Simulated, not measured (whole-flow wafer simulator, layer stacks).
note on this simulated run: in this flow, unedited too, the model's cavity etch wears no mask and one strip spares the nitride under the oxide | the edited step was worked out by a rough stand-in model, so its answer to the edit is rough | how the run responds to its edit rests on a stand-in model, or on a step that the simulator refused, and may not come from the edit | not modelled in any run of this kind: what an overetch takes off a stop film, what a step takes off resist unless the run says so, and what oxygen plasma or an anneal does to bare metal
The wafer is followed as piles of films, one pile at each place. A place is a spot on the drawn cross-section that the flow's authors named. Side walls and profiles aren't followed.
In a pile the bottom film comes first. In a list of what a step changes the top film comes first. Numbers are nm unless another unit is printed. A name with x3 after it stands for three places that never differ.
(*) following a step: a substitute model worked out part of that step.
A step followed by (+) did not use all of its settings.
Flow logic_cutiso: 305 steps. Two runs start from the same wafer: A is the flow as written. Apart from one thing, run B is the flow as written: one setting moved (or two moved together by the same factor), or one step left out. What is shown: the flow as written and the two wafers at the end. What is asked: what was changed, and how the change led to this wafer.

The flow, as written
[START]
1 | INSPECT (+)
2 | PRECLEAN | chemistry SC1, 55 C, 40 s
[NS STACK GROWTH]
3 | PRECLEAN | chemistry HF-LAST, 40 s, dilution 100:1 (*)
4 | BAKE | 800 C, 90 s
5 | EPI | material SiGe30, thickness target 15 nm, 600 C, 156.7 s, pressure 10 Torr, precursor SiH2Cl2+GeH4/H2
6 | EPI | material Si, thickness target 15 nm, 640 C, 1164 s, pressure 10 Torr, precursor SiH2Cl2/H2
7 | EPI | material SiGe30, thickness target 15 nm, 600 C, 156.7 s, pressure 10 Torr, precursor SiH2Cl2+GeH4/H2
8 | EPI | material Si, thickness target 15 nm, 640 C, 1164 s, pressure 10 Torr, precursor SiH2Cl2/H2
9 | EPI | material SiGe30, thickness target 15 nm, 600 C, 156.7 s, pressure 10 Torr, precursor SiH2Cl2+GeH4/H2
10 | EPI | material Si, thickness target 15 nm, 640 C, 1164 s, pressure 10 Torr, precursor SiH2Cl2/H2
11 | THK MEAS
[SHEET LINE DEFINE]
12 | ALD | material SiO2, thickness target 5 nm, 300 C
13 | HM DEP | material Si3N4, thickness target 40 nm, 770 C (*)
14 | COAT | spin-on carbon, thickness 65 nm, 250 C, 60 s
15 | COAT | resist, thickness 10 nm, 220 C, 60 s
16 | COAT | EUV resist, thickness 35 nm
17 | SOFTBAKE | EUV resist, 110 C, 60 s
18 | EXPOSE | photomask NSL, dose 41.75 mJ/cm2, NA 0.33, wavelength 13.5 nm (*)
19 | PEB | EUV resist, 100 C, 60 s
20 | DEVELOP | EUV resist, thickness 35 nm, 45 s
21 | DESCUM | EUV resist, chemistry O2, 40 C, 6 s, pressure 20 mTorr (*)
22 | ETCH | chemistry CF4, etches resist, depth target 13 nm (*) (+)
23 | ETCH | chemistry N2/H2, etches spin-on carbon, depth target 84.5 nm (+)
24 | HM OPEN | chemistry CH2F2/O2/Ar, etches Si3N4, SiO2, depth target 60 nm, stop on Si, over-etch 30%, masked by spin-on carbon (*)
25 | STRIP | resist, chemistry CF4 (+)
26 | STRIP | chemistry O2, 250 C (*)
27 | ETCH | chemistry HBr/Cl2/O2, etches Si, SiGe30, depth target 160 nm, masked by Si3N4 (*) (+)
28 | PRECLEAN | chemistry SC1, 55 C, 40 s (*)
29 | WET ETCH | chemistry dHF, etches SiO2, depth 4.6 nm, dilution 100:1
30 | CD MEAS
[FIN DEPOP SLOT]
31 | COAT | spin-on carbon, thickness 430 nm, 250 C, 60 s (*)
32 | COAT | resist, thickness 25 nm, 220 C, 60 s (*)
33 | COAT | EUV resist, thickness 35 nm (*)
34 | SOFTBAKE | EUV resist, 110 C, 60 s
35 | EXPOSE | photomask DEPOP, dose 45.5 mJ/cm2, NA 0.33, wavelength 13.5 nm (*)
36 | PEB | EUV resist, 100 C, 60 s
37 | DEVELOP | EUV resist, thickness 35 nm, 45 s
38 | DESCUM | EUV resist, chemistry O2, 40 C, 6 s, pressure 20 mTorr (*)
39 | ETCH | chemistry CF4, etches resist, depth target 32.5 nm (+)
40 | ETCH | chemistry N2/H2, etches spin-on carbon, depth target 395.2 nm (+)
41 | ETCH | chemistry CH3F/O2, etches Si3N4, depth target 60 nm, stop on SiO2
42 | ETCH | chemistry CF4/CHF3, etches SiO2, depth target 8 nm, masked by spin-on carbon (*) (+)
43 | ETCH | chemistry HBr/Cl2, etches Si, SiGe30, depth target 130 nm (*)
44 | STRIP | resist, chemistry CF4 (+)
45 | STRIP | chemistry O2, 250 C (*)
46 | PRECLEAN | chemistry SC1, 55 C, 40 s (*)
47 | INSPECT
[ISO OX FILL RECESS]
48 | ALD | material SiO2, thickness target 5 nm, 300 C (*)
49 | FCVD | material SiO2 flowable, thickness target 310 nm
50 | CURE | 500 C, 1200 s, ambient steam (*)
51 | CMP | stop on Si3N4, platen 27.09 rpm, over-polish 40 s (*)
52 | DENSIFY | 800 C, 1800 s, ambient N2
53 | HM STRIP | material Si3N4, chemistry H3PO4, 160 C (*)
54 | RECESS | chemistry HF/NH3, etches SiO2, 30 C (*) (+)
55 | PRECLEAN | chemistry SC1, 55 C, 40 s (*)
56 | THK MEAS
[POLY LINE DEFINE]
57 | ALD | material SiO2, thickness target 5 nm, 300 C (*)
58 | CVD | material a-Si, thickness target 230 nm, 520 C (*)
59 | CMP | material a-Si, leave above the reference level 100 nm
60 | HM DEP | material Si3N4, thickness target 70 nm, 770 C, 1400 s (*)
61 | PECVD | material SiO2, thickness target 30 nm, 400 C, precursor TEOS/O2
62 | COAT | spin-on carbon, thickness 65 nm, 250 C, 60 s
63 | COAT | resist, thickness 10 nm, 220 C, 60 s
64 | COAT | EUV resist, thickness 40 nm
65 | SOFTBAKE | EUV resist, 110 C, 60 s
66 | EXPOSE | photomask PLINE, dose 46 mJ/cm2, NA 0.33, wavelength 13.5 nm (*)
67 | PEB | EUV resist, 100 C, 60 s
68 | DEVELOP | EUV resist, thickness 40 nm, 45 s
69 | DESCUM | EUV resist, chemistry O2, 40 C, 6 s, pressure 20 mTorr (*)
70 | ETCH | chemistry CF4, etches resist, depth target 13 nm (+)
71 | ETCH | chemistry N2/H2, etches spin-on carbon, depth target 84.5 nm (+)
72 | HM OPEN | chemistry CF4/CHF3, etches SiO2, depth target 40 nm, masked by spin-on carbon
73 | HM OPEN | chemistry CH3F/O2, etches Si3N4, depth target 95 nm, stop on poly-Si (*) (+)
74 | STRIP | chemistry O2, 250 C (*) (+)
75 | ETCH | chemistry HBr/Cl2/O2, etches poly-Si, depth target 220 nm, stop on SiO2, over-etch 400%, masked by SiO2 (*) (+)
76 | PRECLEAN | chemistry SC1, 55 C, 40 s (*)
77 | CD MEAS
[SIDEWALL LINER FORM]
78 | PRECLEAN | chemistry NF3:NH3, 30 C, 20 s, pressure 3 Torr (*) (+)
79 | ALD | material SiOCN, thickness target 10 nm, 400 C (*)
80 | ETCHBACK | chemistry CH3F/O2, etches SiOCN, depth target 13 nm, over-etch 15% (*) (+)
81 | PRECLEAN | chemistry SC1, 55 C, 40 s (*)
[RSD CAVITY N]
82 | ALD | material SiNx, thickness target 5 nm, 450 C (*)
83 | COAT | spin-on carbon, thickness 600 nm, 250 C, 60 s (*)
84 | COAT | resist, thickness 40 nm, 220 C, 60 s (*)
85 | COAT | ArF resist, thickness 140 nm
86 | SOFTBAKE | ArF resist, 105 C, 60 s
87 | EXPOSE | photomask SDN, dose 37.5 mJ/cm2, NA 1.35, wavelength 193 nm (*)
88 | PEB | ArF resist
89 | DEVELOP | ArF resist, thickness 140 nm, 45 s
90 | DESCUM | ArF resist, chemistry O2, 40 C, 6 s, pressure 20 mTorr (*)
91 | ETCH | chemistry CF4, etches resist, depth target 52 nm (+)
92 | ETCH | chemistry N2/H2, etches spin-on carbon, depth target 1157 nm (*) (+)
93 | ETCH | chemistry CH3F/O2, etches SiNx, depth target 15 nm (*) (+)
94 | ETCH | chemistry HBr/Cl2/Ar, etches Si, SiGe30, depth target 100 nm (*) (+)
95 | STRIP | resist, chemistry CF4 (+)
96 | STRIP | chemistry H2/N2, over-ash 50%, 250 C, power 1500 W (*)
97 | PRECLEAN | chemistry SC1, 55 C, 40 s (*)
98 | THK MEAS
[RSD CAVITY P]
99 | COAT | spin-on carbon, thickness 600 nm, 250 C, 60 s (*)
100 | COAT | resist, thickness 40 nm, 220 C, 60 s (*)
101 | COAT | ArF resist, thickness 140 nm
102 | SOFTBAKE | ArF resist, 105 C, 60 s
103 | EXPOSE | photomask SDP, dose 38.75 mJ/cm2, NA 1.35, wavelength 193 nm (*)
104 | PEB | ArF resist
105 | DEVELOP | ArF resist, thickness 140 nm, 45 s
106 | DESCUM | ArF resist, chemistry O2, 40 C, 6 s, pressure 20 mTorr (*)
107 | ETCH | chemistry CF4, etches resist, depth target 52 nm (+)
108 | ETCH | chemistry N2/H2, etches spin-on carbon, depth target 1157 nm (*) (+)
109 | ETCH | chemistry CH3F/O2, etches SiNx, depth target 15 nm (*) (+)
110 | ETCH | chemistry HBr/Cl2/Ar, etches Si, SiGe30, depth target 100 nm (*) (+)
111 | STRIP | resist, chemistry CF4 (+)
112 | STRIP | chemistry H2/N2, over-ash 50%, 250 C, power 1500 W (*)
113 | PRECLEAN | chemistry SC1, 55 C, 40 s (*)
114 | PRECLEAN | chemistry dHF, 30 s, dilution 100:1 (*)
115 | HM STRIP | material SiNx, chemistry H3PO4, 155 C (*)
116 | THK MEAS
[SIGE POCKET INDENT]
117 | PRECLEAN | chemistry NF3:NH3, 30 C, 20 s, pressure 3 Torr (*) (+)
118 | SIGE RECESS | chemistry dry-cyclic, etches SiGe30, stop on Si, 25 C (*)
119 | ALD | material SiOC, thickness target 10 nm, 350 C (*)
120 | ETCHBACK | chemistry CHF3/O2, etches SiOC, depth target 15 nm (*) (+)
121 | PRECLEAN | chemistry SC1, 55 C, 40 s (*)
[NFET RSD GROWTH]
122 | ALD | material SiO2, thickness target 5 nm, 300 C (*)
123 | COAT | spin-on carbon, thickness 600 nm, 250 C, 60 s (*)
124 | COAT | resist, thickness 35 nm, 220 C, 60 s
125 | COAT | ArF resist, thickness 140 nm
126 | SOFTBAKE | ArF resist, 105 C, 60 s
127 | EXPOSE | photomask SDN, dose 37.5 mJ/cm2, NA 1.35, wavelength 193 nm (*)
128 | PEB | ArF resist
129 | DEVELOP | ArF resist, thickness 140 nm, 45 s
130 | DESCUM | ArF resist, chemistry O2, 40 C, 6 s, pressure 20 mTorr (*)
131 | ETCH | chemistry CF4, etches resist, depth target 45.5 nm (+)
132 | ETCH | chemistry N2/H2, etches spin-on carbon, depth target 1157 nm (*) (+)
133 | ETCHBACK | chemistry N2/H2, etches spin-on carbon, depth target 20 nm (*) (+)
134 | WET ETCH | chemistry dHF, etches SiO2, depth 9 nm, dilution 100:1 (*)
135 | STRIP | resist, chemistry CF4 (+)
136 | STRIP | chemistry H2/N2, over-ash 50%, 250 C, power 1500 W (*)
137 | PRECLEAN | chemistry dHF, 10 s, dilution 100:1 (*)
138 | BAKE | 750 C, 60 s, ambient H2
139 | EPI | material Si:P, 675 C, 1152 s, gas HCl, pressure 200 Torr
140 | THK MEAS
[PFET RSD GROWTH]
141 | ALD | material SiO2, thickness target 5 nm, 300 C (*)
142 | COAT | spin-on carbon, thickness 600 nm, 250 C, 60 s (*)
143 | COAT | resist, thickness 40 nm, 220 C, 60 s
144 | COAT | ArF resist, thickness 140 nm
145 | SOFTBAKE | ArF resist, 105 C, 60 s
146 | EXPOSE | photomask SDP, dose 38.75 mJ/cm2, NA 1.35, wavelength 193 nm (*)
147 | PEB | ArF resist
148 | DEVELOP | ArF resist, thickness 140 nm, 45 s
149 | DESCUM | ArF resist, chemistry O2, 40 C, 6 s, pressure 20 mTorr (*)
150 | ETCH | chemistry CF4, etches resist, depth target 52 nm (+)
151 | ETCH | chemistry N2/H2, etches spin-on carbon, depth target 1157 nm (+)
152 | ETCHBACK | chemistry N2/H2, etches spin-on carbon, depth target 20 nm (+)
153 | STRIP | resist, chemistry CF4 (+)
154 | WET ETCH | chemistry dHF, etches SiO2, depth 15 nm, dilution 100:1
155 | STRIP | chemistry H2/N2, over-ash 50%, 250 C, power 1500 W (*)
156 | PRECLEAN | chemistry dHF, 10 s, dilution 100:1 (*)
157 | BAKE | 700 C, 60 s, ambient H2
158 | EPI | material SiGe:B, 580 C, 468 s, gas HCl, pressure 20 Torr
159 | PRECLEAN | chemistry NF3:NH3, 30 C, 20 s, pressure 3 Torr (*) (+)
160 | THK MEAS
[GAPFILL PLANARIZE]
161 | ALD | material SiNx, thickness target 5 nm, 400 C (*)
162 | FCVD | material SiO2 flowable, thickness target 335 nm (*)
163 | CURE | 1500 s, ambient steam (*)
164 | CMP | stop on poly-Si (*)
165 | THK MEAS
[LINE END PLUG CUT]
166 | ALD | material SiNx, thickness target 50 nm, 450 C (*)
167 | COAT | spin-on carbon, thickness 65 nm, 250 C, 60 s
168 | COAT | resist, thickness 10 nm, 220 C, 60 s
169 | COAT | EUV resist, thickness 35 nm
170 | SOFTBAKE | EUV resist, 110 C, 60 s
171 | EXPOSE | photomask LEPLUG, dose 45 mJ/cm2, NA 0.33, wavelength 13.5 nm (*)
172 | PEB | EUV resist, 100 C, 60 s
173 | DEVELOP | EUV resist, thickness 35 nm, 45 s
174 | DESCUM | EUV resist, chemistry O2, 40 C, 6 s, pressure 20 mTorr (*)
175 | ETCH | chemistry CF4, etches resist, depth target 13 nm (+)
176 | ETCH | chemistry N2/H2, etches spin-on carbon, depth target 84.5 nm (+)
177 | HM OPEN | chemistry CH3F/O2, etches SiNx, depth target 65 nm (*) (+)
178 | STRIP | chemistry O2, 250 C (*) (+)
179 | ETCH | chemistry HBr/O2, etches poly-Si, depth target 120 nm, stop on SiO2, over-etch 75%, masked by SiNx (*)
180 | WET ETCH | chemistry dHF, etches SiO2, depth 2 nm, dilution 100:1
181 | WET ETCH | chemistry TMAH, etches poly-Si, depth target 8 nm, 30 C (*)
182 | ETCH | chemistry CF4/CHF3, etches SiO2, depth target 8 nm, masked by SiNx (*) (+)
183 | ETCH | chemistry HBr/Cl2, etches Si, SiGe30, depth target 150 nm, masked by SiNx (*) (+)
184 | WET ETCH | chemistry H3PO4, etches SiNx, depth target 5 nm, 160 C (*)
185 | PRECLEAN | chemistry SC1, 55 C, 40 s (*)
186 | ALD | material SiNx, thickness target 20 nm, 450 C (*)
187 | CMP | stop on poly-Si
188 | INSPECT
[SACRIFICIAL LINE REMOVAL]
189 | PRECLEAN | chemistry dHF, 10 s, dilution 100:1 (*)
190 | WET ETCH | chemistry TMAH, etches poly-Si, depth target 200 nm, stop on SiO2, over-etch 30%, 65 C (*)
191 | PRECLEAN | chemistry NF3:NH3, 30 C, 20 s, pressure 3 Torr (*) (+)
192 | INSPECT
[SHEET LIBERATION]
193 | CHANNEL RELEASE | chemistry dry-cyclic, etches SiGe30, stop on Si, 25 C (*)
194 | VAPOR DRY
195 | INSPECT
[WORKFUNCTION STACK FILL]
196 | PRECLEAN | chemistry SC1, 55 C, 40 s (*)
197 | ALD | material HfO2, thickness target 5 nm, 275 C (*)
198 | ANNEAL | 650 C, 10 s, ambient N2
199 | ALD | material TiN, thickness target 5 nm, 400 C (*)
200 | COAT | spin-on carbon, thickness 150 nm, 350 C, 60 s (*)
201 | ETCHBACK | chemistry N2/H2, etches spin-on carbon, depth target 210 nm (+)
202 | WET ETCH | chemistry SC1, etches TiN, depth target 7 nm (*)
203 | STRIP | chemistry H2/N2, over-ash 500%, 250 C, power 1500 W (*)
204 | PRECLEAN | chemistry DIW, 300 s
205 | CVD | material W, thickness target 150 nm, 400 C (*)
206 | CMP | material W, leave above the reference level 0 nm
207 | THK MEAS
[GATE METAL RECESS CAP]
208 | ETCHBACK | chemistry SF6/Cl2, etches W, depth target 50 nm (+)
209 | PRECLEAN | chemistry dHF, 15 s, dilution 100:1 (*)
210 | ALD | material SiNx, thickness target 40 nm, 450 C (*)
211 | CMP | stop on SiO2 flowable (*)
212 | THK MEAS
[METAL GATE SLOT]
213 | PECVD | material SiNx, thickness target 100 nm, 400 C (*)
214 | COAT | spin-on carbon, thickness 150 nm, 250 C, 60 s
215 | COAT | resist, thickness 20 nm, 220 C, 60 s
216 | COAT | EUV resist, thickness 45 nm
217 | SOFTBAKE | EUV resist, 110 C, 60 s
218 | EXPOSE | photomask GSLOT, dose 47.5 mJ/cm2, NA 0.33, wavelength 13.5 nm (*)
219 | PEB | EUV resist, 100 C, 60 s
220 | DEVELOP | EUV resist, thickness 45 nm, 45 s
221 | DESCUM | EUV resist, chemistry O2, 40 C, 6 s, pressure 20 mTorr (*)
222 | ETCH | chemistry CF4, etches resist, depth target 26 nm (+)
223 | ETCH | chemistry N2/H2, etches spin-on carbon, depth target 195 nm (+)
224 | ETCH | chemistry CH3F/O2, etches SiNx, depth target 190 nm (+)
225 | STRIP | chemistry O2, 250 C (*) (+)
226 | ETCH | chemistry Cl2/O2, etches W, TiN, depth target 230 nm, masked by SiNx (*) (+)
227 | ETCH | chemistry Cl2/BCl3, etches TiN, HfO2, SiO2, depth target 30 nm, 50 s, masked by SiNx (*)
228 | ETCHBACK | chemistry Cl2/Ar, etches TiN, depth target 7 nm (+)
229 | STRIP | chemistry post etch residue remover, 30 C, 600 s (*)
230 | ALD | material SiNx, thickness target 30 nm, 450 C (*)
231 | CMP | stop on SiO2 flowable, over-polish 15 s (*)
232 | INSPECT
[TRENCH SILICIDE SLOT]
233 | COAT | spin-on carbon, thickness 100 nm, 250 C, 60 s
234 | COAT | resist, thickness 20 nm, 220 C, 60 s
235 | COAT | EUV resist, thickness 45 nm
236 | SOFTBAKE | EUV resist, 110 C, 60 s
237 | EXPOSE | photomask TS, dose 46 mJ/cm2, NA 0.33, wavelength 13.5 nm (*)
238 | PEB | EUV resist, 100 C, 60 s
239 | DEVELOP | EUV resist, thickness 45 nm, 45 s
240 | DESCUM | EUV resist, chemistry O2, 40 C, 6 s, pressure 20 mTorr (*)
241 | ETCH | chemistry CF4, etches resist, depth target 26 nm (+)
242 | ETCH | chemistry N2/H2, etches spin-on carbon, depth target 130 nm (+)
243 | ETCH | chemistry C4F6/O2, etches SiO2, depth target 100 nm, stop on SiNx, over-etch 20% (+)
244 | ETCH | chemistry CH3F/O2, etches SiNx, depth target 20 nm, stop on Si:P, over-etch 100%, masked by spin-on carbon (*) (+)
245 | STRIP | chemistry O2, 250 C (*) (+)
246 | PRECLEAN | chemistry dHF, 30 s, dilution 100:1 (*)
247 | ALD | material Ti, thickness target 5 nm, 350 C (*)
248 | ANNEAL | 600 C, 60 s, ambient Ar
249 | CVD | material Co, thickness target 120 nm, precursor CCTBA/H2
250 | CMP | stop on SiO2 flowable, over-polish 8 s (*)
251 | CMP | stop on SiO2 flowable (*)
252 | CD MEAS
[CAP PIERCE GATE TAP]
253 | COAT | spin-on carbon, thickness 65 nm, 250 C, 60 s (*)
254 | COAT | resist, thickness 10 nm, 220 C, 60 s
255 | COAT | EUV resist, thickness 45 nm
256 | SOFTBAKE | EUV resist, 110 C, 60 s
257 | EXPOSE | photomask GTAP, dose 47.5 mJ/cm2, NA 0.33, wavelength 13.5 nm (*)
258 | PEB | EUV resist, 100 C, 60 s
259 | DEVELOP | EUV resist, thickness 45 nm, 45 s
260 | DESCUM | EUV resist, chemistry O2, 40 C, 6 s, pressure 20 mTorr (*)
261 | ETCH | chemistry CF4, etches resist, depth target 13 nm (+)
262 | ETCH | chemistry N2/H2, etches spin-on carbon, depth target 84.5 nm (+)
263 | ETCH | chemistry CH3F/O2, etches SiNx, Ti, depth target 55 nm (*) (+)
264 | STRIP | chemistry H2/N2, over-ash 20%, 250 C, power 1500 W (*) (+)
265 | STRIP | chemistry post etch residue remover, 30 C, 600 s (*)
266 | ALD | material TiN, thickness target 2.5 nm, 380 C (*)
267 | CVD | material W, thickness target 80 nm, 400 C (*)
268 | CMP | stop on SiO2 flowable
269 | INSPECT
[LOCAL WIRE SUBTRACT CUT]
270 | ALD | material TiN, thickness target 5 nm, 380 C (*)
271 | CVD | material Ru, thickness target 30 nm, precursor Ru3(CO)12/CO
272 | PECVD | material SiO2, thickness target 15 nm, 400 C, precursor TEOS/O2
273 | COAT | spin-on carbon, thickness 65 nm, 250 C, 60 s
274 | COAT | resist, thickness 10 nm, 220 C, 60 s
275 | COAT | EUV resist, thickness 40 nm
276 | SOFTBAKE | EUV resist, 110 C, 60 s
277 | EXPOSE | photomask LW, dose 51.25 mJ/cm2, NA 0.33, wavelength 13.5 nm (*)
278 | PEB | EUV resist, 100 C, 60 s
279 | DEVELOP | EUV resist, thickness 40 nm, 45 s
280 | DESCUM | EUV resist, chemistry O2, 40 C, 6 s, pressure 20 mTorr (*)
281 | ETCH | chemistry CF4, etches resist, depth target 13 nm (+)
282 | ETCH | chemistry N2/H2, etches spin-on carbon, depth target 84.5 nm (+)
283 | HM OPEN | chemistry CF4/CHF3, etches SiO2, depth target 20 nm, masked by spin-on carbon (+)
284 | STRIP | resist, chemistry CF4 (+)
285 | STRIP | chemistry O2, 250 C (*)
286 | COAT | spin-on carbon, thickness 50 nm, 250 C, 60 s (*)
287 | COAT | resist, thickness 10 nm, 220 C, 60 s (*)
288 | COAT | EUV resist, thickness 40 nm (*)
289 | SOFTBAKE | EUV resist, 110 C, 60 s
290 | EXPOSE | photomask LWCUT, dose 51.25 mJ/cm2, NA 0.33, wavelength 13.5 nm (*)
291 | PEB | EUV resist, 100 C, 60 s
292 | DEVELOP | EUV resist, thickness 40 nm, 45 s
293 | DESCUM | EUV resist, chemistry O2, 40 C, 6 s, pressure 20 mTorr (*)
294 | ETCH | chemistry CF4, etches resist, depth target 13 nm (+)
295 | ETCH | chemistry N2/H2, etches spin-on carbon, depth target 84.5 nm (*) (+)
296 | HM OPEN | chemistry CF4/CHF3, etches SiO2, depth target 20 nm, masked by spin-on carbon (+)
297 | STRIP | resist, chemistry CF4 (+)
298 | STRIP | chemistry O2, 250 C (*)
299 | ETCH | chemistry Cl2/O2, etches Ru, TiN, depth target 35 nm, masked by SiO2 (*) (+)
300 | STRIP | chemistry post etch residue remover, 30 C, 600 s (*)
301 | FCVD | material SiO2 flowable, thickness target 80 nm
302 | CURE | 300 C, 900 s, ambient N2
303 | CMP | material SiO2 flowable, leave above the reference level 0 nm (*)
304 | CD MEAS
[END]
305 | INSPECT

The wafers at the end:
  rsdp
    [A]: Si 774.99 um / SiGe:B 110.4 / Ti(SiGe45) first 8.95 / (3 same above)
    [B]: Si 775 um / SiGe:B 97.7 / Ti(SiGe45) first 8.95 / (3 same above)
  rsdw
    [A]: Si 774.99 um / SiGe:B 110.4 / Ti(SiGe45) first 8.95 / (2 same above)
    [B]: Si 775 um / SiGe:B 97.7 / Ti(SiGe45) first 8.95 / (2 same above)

Cause: step 110, ETCH: depth target 80 nm was run, while the flow as written has depth target 100 nm.

The path from the change to this, step by step:
  110 | ETCH | chemistry HBr/Cl2/Ar, etches Si, SiGe30, depth target 100 nm (*) (+)
      rsdp, rsdw: A -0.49 chemical SiO2 (all of it), -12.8 Si (all of it), -15 SiGe30 (all of it), -15 Si (all of it), -15 SiGe30 (all of it), -15 Si (all of it), -15 SiGe30 (all of it), -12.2 Si | B -0.49 chemical SiO2 (all of it), -12.8 Si (all of it), -15 SiGe30 (all of it), -15 Si (all of it), -15 SiGe30 (all of it), -15 Si (all of it), -7.17 SiGe30
  115 | HM STRIP | material SiNx, chemistry H3PO4, 155 C (*)
      rsdp, rsdw: A +0.5 chemical SiO2 (new film), -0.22 Si | B +0.5 chemical SiO2 (new film), -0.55 SiGe30
  118 | SIGE RECESS | chemistry dry-cyclic, etches SiGe30, stop on Si, 25 C (*)
      rsdp, rsdw: A nothing | B -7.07 SiGe30 (all of it)
  158 | EPI | material SiGe:B, 580 C, 468 s, gas HCl, pressure 20 Torr
      rsdp, rsdw: A +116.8 SiGe:B (new film) | B +104.2 SiGe:B (new film)
